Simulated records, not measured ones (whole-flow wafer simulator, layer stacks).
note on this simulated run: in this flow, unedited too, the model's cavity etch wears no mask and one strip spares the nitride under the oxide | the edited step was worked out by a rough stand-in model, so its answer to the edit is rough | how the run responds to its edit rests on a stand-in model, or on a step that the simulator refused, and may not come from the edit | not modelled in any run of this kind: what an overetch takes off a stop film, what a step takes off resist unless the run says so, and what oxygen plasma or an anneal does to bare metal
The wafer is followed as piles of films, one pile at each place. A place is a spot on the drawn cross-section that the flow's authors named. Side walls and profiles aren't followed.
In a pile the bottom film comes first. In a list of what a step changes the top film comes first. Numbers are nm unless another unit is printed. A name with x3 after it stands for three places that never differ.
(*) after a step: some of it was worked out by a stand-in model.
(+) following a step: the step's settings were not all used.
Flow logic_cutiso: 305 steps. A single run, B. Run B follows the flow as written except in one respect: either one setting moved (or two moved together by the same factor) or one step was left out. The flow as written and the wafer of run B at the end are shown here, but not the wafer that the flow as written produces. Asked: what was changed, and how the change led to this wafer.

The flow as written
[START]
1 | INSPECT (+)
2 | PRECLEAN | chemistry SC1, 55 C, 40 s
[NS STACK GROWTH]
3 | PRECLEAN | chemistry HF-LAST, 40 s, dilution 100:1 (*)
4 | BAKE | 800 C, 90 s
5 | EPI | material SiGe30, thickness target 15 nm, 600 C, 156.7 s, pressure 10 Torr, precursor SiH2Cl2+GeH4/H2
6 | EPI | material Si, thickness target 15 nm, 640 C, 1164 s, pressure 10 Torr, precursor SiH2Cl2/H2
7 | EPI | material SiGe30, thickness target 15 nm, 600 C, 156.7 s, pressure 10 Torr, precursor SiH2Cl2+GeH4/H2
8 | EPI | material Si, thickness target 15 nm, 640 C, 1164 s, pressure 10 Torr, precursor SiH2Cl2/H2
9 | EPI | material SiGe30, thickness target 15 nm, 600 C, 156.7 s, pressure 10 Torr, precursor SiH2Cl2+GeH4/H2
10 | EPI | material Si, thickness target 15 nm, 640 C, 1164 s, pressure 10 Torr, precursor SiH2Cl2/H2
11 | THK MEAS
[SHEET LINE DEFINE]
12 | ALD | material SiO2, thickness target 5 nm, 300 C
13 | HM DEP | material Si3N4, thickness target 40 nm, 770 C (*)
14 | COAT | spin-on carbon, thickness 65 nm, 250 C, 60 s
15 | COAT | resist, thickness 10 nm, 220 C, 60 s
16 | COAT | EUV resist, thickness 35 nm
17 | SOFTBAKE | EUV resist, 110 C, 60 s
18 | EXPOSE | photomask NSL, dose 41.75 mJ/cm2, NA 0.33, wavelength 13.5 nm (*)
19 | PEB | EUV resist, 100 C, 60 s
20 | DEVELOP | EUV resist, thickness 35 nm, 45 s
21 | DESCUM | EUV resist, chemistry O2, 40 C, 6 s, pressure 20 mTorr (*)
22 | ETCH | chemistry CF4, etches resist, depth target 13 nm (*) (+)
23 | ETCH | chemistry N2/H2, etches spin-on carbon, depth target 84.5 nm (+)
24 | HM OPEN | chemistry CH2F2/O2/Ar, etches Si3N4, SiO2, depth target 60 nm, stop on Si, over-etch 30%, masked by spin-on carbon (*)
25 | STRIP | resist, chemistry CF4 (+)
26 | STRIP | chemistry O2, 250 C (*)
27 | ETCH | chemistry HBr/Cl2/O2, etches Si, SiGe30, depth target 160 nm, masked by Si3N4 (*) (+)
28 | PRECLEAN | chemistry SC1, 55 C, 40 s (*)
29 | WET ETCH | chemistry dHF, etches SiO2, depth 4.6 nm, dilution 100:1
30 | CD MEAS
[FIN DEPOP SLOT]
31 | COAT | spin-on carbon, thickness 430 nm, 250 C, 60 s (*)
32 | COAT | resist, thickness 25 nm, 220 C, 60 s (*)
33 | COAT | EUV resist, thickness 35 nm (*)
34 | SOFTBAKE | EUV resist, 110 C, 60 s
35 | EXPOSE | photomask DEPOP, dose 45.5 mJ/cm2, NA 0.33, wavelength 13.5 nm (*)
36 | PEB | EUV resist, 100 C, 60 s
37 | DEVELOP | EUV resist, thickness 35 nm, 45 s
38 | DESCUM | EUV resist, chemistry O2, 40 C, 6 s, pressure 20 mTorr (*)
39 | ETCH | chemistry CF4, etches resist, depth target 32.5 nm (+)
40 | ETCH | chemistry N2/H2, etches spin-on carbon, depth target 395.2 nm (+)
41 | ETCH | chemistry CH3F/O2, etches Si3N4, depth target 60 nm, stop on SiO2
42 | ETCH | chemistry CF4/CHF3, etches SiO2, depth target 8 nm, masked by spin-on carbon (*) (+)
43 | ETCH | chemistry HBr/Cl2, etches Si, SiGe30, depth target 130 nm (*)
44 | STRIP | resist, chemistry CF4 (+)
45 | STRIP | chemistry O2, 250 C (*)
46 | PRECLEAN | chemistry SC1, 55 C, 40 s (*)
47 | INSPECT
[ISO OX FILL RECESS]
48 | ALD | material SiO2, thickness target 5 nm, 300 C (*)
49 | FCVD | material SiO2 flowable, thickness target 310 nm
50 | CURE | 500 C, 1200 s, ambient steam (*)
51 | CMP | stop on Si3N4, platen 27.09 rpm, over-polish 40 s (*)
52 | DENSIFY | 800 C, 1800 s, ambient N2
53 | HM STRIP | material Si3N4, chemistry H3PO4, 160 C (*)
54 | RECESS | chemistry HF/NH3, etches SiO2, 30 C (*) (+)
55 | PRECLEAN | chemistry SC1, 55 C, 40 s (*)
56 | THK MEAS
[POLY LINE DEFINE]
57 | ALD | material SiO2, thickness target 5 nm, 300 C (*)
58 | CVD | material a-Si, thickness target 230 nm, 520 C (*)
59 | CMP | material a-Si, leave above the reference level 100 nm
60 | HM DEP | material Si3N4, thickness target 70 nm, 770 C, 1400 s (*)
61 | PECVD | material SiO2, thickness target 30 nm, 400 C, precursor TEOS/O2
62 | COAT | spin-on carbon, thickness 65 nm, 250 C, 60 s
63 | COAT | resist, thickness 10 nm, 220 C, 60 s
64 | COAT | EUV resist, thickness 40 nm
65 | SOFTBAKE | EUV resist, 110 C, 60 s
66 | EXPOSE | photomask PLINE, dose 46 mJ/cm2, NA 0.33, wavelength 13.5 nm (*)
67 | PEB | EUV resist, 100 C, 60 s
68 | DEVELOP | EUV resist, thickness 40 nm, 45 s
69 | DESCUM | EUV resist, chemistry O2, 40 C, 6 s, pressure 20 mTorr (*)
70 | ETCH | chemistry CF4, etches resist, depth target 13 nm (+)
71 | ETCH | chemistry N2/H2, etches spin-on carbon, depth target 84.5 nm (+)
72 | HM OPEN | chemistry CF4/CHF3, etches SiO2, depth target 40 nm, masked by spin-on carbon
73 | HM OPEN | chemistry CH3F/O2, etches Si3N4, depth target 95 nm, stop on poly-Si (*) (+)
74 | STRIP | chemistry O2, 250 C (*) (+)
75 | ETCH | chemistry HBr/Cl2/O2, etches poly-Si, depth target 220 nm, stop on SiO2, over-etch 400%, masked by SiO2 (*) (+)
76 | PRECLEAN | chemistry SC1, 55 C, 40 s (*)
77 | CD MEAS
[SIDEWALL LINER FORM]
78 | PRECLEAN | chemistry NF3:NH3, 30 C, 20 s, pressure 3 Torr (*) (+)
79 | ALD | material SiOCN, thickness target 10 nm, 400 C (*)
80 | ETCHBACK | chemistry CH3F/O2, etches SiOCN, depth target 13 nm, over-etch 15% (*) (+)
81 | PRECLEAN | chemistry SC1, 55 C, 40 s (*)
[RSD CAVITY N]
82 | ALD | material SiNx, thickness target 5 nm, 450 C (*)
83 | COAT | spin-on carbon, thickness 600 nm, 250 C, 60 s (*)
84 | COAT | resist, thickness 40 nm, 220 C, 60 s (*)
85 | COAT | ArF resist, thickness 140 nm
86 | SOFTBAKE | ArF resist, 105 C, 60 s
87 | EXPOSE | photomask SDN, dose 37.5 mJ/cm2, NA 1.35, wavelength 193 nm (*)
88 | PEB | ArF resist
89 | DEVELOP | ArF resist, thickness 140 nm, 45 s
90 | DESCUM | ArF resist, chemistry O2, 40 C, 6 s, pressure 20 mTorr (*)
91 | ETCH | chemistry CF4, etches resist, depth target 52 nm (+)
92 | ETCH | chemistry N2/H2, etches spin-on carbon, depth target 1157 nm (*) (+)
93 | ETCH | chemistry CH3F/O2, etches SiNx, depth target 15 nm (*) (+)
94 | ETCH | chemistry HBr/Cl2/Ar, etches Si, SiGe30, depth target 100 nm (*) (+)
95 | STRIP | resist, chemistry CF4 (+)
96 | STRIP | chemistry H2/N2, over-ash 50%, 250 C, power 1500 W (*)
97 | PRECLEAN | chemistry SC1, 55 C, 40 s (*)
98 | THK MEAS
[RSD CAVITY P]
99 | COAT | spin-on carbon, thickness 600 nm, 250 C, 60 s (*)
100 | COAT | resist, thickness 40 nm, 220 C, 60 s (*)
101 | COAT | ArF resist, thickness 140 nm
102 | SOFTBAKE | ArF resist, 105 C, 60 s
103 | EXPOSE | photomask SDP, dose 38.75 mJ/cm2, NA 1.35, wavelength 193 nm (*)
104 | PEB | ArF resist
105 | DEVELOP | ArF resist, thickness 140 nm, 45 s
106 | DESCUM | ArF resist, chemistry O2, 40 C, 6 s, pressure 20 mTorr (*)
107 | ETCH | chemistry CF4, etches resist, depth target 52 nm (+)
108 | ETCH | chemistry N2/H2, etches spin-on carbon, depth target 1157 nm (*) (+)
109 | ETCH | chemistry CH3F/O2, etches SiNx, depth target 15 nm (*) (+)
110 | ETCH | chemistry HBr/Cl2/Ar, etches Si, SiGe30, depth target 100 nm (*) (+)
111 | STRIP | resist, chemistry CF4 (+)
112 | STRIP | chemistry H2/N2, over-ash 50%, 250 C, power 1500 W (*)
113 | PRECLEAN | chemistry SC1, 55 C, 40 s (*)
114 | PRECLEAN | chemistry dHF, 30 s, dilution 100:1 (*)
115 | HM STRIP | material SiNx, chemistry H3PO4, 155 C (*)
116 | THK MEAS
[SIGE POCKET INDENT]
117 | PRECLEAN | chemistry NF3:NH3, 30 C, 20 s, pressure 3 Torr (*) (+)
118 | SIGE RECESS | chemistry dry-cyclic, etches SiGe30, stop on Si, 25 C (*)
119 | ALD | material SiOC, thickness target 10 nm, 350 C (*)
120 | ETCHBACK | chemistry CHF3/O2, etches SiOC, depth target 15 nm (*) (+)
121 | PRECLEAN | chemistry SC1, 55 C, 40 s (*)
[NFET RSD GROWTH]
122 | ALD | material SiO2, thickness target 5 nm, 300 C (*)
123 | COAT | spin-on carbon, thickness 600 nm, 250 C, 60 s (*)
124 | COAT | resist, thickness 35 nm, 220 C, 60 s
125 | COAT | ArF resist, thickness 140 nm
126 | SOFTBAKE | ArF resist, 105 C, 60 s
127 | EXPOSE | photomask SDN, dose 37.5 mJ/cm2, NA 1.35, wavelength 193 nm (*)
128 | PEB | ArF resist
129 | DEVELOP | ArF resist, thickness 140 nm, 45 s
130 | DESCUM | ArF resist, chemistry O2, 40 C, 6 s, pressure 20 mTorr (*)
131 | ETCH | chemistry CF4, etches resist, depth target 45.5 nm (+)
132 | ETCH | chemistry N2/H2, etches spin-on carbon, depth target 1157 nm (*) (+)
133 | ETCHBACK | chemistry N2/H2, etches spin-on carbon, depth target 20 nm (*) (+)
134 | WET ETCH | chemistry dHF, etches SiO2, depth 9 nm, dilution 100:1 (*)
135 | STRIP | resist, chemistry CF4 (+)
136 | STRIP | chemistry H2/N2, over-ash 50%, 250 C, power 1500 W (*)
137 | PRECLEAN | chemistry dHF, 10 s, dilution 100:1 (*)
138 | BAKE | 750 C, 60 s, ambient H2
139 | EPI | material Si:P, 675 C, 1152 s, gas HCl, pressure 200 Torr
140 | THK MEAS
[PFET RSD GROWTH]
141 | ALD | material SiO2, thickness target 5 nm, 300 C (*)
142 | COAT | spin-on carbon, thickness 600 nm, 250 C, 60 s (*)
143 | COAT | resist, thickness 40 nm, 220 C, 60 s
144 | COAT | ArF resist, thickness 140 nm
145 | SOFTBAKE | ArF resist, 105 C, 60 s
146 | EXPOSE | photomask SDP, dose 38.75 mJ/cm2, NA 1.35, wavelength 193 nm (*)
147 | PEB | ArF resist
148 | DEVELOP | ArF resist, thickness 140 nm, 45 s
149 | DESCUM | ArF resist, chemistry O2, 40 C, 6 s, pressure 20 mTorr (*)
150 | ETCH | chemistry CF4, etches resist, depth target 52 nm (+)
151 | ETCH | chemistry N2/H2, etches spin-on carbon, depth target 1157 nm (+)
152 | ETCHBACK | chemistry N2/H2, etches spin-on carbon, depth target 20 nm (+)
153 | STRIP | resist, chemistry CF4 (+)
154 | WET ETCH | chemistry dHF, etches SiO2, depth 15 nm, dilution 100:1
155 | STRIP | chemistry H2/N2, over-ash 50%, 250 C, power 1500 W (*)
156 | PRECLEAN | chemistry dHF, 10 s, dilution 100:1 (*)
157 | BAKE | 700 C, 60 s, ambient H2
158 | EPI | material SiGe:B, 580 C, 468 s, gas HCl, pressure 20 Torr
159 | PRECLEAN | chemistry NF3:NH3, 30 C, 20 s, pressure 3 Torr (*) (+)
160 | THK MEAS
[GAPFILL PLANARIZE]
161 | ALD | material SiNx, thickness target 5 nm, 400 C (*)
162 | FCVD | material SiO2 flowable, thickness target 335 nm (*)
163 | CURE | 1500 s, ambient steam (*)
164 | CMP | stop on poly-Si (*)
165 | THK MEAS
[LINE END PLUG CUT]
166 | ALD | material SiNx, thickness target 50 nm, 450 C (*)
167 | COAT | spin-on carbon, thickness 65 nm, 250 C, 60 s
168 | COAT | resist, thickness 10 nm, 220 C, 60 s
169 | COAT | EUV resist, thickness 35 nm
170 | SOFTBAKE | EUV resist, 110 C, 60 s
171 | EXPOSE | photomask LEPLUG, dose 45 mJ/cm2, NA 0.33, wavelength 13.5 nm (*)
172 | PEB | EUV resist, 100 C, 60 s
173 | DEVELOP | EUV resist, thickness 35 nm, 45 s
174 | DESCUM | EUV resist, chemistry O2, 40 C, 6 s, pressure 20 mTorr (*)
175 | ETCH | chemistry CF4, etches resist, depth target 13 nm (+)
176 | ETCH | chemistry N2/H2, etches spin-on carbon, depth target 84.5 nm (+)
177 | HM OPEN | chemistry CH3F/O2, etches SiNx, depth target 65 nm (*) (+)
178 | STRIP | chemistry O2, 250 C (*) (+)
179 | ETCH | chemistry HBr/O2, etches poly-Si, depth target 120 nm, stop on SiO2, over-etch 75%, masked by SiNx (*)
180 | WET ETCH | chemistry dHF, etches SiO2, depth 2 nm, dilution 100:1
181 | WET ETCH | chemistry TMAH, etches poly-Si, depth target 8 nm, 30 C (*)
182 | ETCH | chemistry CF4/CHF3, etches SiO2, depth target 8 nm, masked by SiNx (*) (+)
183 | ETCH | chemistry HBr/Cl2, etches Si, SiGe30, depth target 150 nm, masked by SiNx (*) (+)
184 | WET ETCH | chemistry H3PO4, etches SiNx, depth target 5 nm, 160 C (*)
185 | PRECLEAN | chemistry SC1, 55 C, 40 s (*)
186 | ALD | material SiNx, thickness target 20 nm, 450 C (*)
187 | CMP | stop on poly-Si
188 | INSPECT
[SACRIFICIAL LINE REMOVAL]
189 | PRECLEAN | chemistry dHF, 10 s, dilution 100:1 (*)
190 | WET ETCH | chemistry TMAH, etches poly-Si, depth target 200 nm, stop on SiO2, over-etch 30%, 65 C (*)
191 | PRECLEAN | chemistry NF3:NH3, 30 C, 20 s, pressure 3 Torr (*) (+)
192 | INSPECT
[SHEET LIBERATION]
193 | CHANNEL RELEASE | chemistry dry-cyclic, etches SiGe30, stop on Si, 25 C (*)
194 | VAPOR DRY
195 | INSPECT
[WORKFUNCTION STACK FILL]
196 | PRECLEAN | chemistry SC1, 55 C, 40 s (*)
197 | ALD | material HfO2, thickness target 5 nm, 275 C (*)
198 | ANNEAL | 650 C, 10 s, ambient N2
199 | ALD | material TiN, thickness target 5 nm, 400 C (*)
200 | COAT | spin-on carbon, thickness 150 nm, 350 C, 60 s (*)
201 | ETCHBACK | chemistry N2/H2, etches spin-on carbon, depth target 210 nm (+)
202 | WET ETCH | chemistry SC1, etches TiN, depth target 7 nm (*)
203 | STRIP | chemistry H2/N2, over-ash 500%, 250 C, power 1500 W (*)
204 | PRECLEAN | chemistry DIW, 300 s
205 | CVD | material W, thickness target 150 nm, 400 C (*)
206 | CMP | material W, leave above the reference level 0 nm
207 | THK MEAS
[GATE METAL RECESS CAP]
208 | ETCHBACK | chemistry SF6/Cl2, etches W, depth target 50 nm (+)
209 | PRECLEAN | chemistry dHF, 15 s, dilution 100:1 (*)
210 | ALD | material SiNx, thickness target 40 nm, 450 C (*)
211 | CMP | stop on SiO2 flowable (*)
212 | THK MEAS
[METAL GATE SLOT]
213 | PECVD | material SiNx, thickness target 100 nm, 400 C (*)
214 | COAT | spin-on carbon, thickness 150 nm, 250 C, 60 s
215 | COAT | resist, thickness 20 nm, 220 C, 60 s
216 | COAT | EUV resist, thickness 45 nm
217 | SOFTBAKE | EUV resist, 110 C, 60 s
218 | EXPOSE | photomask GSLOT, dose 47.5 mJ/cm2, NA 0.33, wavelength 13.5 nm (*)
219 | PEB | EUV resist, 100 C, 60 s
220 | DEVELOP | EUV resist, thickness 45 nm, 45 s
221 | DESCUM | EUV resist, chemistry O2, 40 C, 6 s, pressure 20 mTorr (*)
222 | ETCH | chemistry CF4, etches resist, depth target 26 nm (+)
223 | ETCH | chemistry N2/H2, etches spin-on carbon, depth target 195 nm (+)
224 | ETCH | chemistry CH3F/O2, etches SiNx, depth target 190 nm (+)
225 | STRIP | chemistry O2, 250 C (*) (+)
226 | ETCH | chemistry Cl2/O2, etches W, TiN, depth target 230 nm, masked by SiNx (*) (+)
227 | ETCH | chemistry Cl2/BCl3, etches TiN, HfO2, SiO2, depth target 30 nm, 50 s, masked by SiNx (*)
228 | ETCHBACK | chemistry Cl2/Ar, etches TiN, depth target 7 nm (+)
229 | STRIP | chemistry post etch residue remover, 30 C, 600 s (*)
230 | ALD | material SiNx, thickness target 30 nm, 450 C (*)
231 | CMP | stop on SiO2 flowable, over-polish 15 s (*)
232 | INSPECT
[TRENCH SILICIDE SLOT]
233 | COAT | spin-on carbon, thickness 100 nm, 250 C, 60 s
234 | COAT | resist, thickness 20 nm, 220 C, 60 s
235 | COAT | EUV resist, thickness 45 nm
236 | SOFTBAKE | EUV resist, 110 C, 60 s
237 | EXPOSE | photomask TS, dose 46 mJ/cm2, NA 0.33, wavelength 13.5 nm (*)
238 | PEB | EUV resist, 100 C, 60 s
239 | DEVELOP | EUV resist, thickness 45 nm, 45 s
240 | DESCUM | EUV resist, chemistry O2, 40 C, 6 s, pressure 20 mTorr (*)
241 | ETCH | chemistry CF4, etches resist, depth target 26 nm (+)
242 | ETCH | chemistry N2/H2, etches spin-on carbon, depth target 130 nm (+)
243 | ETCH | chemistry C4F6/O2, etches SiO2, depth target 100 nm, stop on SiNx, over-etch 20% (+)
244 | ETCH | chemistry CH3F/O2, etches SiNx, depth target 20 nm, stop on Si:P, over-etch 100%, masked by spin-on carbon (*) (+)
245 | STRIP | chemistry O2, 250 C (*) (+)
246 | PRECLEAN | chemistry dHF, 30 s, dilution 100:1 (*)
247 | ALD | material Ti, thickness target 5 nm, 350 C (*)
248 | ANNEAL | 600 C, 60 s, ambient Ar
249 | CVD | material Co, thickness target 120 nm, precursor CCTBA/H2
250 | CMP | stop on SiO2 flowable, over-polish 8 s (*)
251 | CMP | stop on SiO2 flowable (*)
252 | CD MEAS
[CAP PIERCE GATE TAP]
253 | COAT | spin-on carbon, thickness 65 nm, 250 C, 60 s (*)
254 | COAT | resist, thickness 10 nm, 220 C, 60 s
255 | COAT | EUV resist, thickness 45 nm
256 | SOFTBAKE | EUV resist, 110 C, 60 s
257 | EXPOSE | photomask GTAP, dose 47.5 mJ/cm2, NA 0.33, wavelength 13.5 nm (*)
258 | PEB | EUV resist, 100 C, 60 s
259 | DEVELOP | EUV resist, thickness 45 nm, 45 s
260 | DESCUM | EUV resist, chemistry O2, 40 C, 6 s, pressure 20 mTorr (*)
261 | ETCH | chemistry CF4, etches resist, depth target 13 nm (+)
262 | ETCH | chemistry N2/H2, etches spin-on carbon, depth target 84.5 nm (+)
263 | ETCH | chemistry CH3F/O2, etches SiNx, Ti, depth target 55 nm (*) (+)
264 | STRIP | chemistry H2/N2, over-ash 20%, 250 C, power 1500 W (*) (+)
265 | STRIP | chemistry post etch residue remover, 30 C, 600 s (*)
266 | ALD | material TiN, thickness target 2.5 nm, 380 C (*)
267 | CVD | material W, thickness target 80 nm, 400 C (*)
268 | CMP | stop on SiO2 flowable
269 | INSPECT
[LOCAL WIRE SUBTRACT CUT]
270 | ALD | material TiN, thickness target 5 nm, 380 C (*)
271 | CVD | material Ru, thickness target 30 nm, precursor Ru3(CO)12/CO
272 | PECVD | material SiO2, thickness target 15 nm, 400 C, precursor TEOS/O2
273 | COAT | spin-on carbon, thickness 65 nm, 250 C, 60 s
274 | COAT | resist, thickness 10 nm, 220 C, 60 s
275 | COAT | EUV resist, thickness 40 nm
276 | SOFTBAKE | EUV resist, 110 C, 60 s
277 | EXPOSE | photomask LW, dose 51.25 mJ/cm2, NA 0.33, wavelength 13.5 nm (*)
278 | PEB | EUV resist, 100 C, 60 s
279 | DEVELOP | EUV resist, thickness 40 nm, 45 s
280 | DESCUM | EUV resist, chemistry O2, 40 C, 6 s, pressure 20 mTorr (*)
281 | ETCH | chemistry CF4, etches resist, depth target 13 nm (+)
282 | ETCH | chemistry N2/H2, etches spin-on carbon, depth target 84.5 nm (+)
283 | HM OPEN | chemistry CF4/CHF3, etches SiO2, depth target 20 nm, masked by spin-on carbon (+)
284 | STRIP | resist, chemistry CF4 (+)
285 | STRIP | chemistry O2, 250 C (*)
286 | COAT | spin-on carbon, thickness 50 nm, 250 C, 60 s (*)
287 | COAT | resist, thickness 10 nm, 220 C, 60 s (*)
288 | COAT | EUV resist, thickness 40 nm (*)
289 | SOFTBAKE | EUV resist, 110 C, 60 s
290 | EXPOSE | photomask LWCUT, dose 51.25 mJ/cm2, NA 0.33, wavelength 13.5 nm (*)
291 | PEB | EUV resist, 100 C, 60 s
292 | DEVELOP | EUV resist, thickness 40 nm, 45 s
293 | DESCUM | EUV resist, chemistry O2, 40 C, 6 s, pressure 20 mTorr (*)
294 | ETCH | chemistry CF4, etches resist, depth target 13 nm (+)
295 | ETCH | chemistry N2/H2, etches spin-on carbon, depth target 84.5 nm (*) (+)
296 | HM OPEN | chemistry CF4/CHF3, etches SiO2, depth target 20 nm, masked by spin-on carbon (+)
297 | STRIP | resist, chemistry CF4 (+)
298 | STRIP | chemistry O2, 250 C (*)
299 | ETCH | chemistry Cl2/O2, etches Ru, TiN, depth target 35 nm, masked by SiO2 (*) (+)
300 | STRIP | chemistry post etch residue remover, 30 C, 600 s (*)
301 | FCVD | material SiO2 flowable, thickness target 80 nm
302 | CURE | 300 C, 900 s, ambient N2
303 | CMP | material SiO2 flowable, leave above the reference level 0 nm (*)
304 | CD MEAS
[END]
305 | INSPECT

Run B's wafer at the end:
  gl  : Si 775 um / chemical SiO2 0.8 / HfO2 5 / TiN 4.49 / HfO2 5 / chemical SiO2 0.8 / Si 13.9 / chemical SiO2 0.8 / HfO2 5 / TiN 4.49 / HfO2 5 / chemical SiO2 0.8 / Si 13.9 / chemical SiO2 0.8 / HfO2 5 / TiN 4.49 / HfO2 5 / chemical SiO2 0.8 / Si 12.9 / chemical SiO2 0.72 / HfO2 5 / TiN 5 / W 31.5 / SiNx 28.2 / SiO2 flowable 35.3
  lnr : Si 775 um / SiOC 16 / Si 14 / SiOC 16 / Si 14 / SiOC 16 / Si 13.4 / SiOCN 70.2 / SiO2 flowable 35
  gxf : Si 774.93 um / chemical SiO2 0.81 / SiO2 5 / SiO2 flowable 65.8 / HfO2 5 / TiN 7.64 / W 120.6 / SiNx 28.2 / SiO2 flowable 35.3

What caused this: step 75, ETCH: over-etch 160% was run, though the flow has over-etch 400%.

Step by step, how the change led to this:
  75 | ETCH | chemistry HBr/Cl2/O2, etches poly-Si, depth target 220 nm, stop on SiO2, over-etch 400%, masked by SiO2 (*) (+)
      lnr, lnrp, lnrt, rsdn, rsdp, rsdw, rsdx: -0.79 chemical SiO2 (all of it), -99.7 poly-Si (all of it), -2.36 SiO2 (as written it would have been: -0.79 chemical SiO2 (all of it), -99.7 poly-Si (all of it), -5 SiO2 (all of it))
      depop, dpovl, gfld and 10 more: -7.31 SiO2 (as written it would have been: -9.58 SiO2)
      (and at 2 other places as well)
  78 | PRECLEAN | chemistry NF3:NH3, 30 C, 20 s, pressure 3 Torr (*) (+)
      lnr, lnrp, lnrt, rsdn, rsdp, rsdw, rsdx: -2.6 SiO2 (all of it), -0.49 chemical SiO2 (all of it) (as written it would have been: -0.52 chemical SiO2 (all of it))
      iso, lnri: -3.04 SiO2 (all of it), -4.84 SiO2 flowable (as written it would have been: -0.41 SiO2 (all of it), -7.89 SiO2 flowable)
  120 | ETCHBACK | chemistry CHF3/O2, etches SiOC, depth target 15 nm (*) (+)
      gl, tap: -10 SiOC (all of it), -5 SiO2 (as written it would have been: -10 SiOC (all of it), -4.21 SiO2 (all of it), -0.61 Si3N4)
      glp: -10 SiOC (all of it), -5 SiO2 (as written it would have been: -10 SiOC (all of it), -4.25 SiO2 (all of it), -0.58 Si3N4)
      (and at 2 other places as well)
  122 | ALD | material SiO2, thickness target 5 nm, 300 C (*)
      gl, glp, tap: +5 SiO2 (as written it would have been: +5 SiO2 (new film))
      gxn: +7.13 SiO2 (as written it would have been: +6.76 SiO2 (new film))
      (and at 1 other place as well)
  132 | ETCH | chemistry N2/H2, etches spin-on carbon, depth target 1157 nm (*) (+)
      gl, tap: -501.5 spin-on carbon (all of it), -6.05 SiO2 (as written it would have been: -501.7 spin-on carbon (all of it), -5 SiO2 (all of it), -0.5 Si3N4)
  133 | ETCHBACK | chemistry N2/H2, etches spin-on carbon, depth target 20 nm (*) (+)
      gxn: -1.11 SiO2 (as written it would have been: -0.7 SiO2 (all of it), -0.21 Si3N4)
  134 | WET ETCH | chemistry dHF, etches SiO2, depth 9 nm, dilution 100:1 (*)
      gxn: -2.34 SiO2 (all of it), -0.2 Si3N4 (as written it would have been: -0.34 Si3N4)
  141 | ALD | material SiO2, thickness target 5 nm, 300 C (*)
      gxn: +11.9 SiO2 (new film) (as written it would have been: +10.1 SiO2 (new film))
  153 | STRIP | resist, chemistry CF4 (+)
      gxp: -5.33 SiO2 (as written it would have been: -3.06 SiO2 (all of it))
      glp: -2.79 SiO2 (all of it) (as written it would have been: -1.36 SiO2 (all of it))
  161 | ALD | material SiNx, thickness target 5 nm, 400 C (*)
      gxp: +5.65 SiNx (new film) (as written it would have been: +5 SiNx (new film))
  164 | CMP | stop on poly-Si (*)
      depop, dpovl, isow, ns, nsgap: -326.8 SiO2 flowable (all of it), -5 SiNx (all of it), -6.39 SiO2 (all of it), -70 Si3N4 (all of it) (as written it would have been: -326.8 SiO2 flowable (all of it), -5 SiNx (all of it), -4.13 SiO2 (all of it), -70 Si3N4 (all of it))
      gfld, gxf: -251.5 SiO2 flowable (all of it), -5 SiNx (all of it), -6.39 SiO2 (all of it), -70 Si3N4 (all of it) (as written it would have been: -251.9 SiO2 flowable (all of it), -5 SiNx (all of it), -4.13 SiO2 (all of it), -70 Si3N4 (all of it))
      (and at 9 other places as well)
  197 | ALD | material HfO2, thickness target 5 nm, 275 C (*)
      gxf: +5 HfO2 (new film) (as written it would have been: +7.7 HfO2 (new film))
  199 | ALD | material TiN, thickness target 5 nm, 400 C (*)
      gfld: +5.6 TiN (new film) (as written it would have been: +7.64 TiN (new film))
      gxf: +7.64 TiN (new film) (as written it would have been: +5 TiN (new film))
  226 | ETCH | chemistry Cl2/O2, etches W, TiN, depth target 230 nm, masked by SiNx (*) (+)
      gfld: -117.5 W (all of it), -5.6 TiN (all of it), -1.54 HfO2 (as written it would have been: -115.4 W (all of it), -7.64 TiN (all of it), -1.54 HfO2)
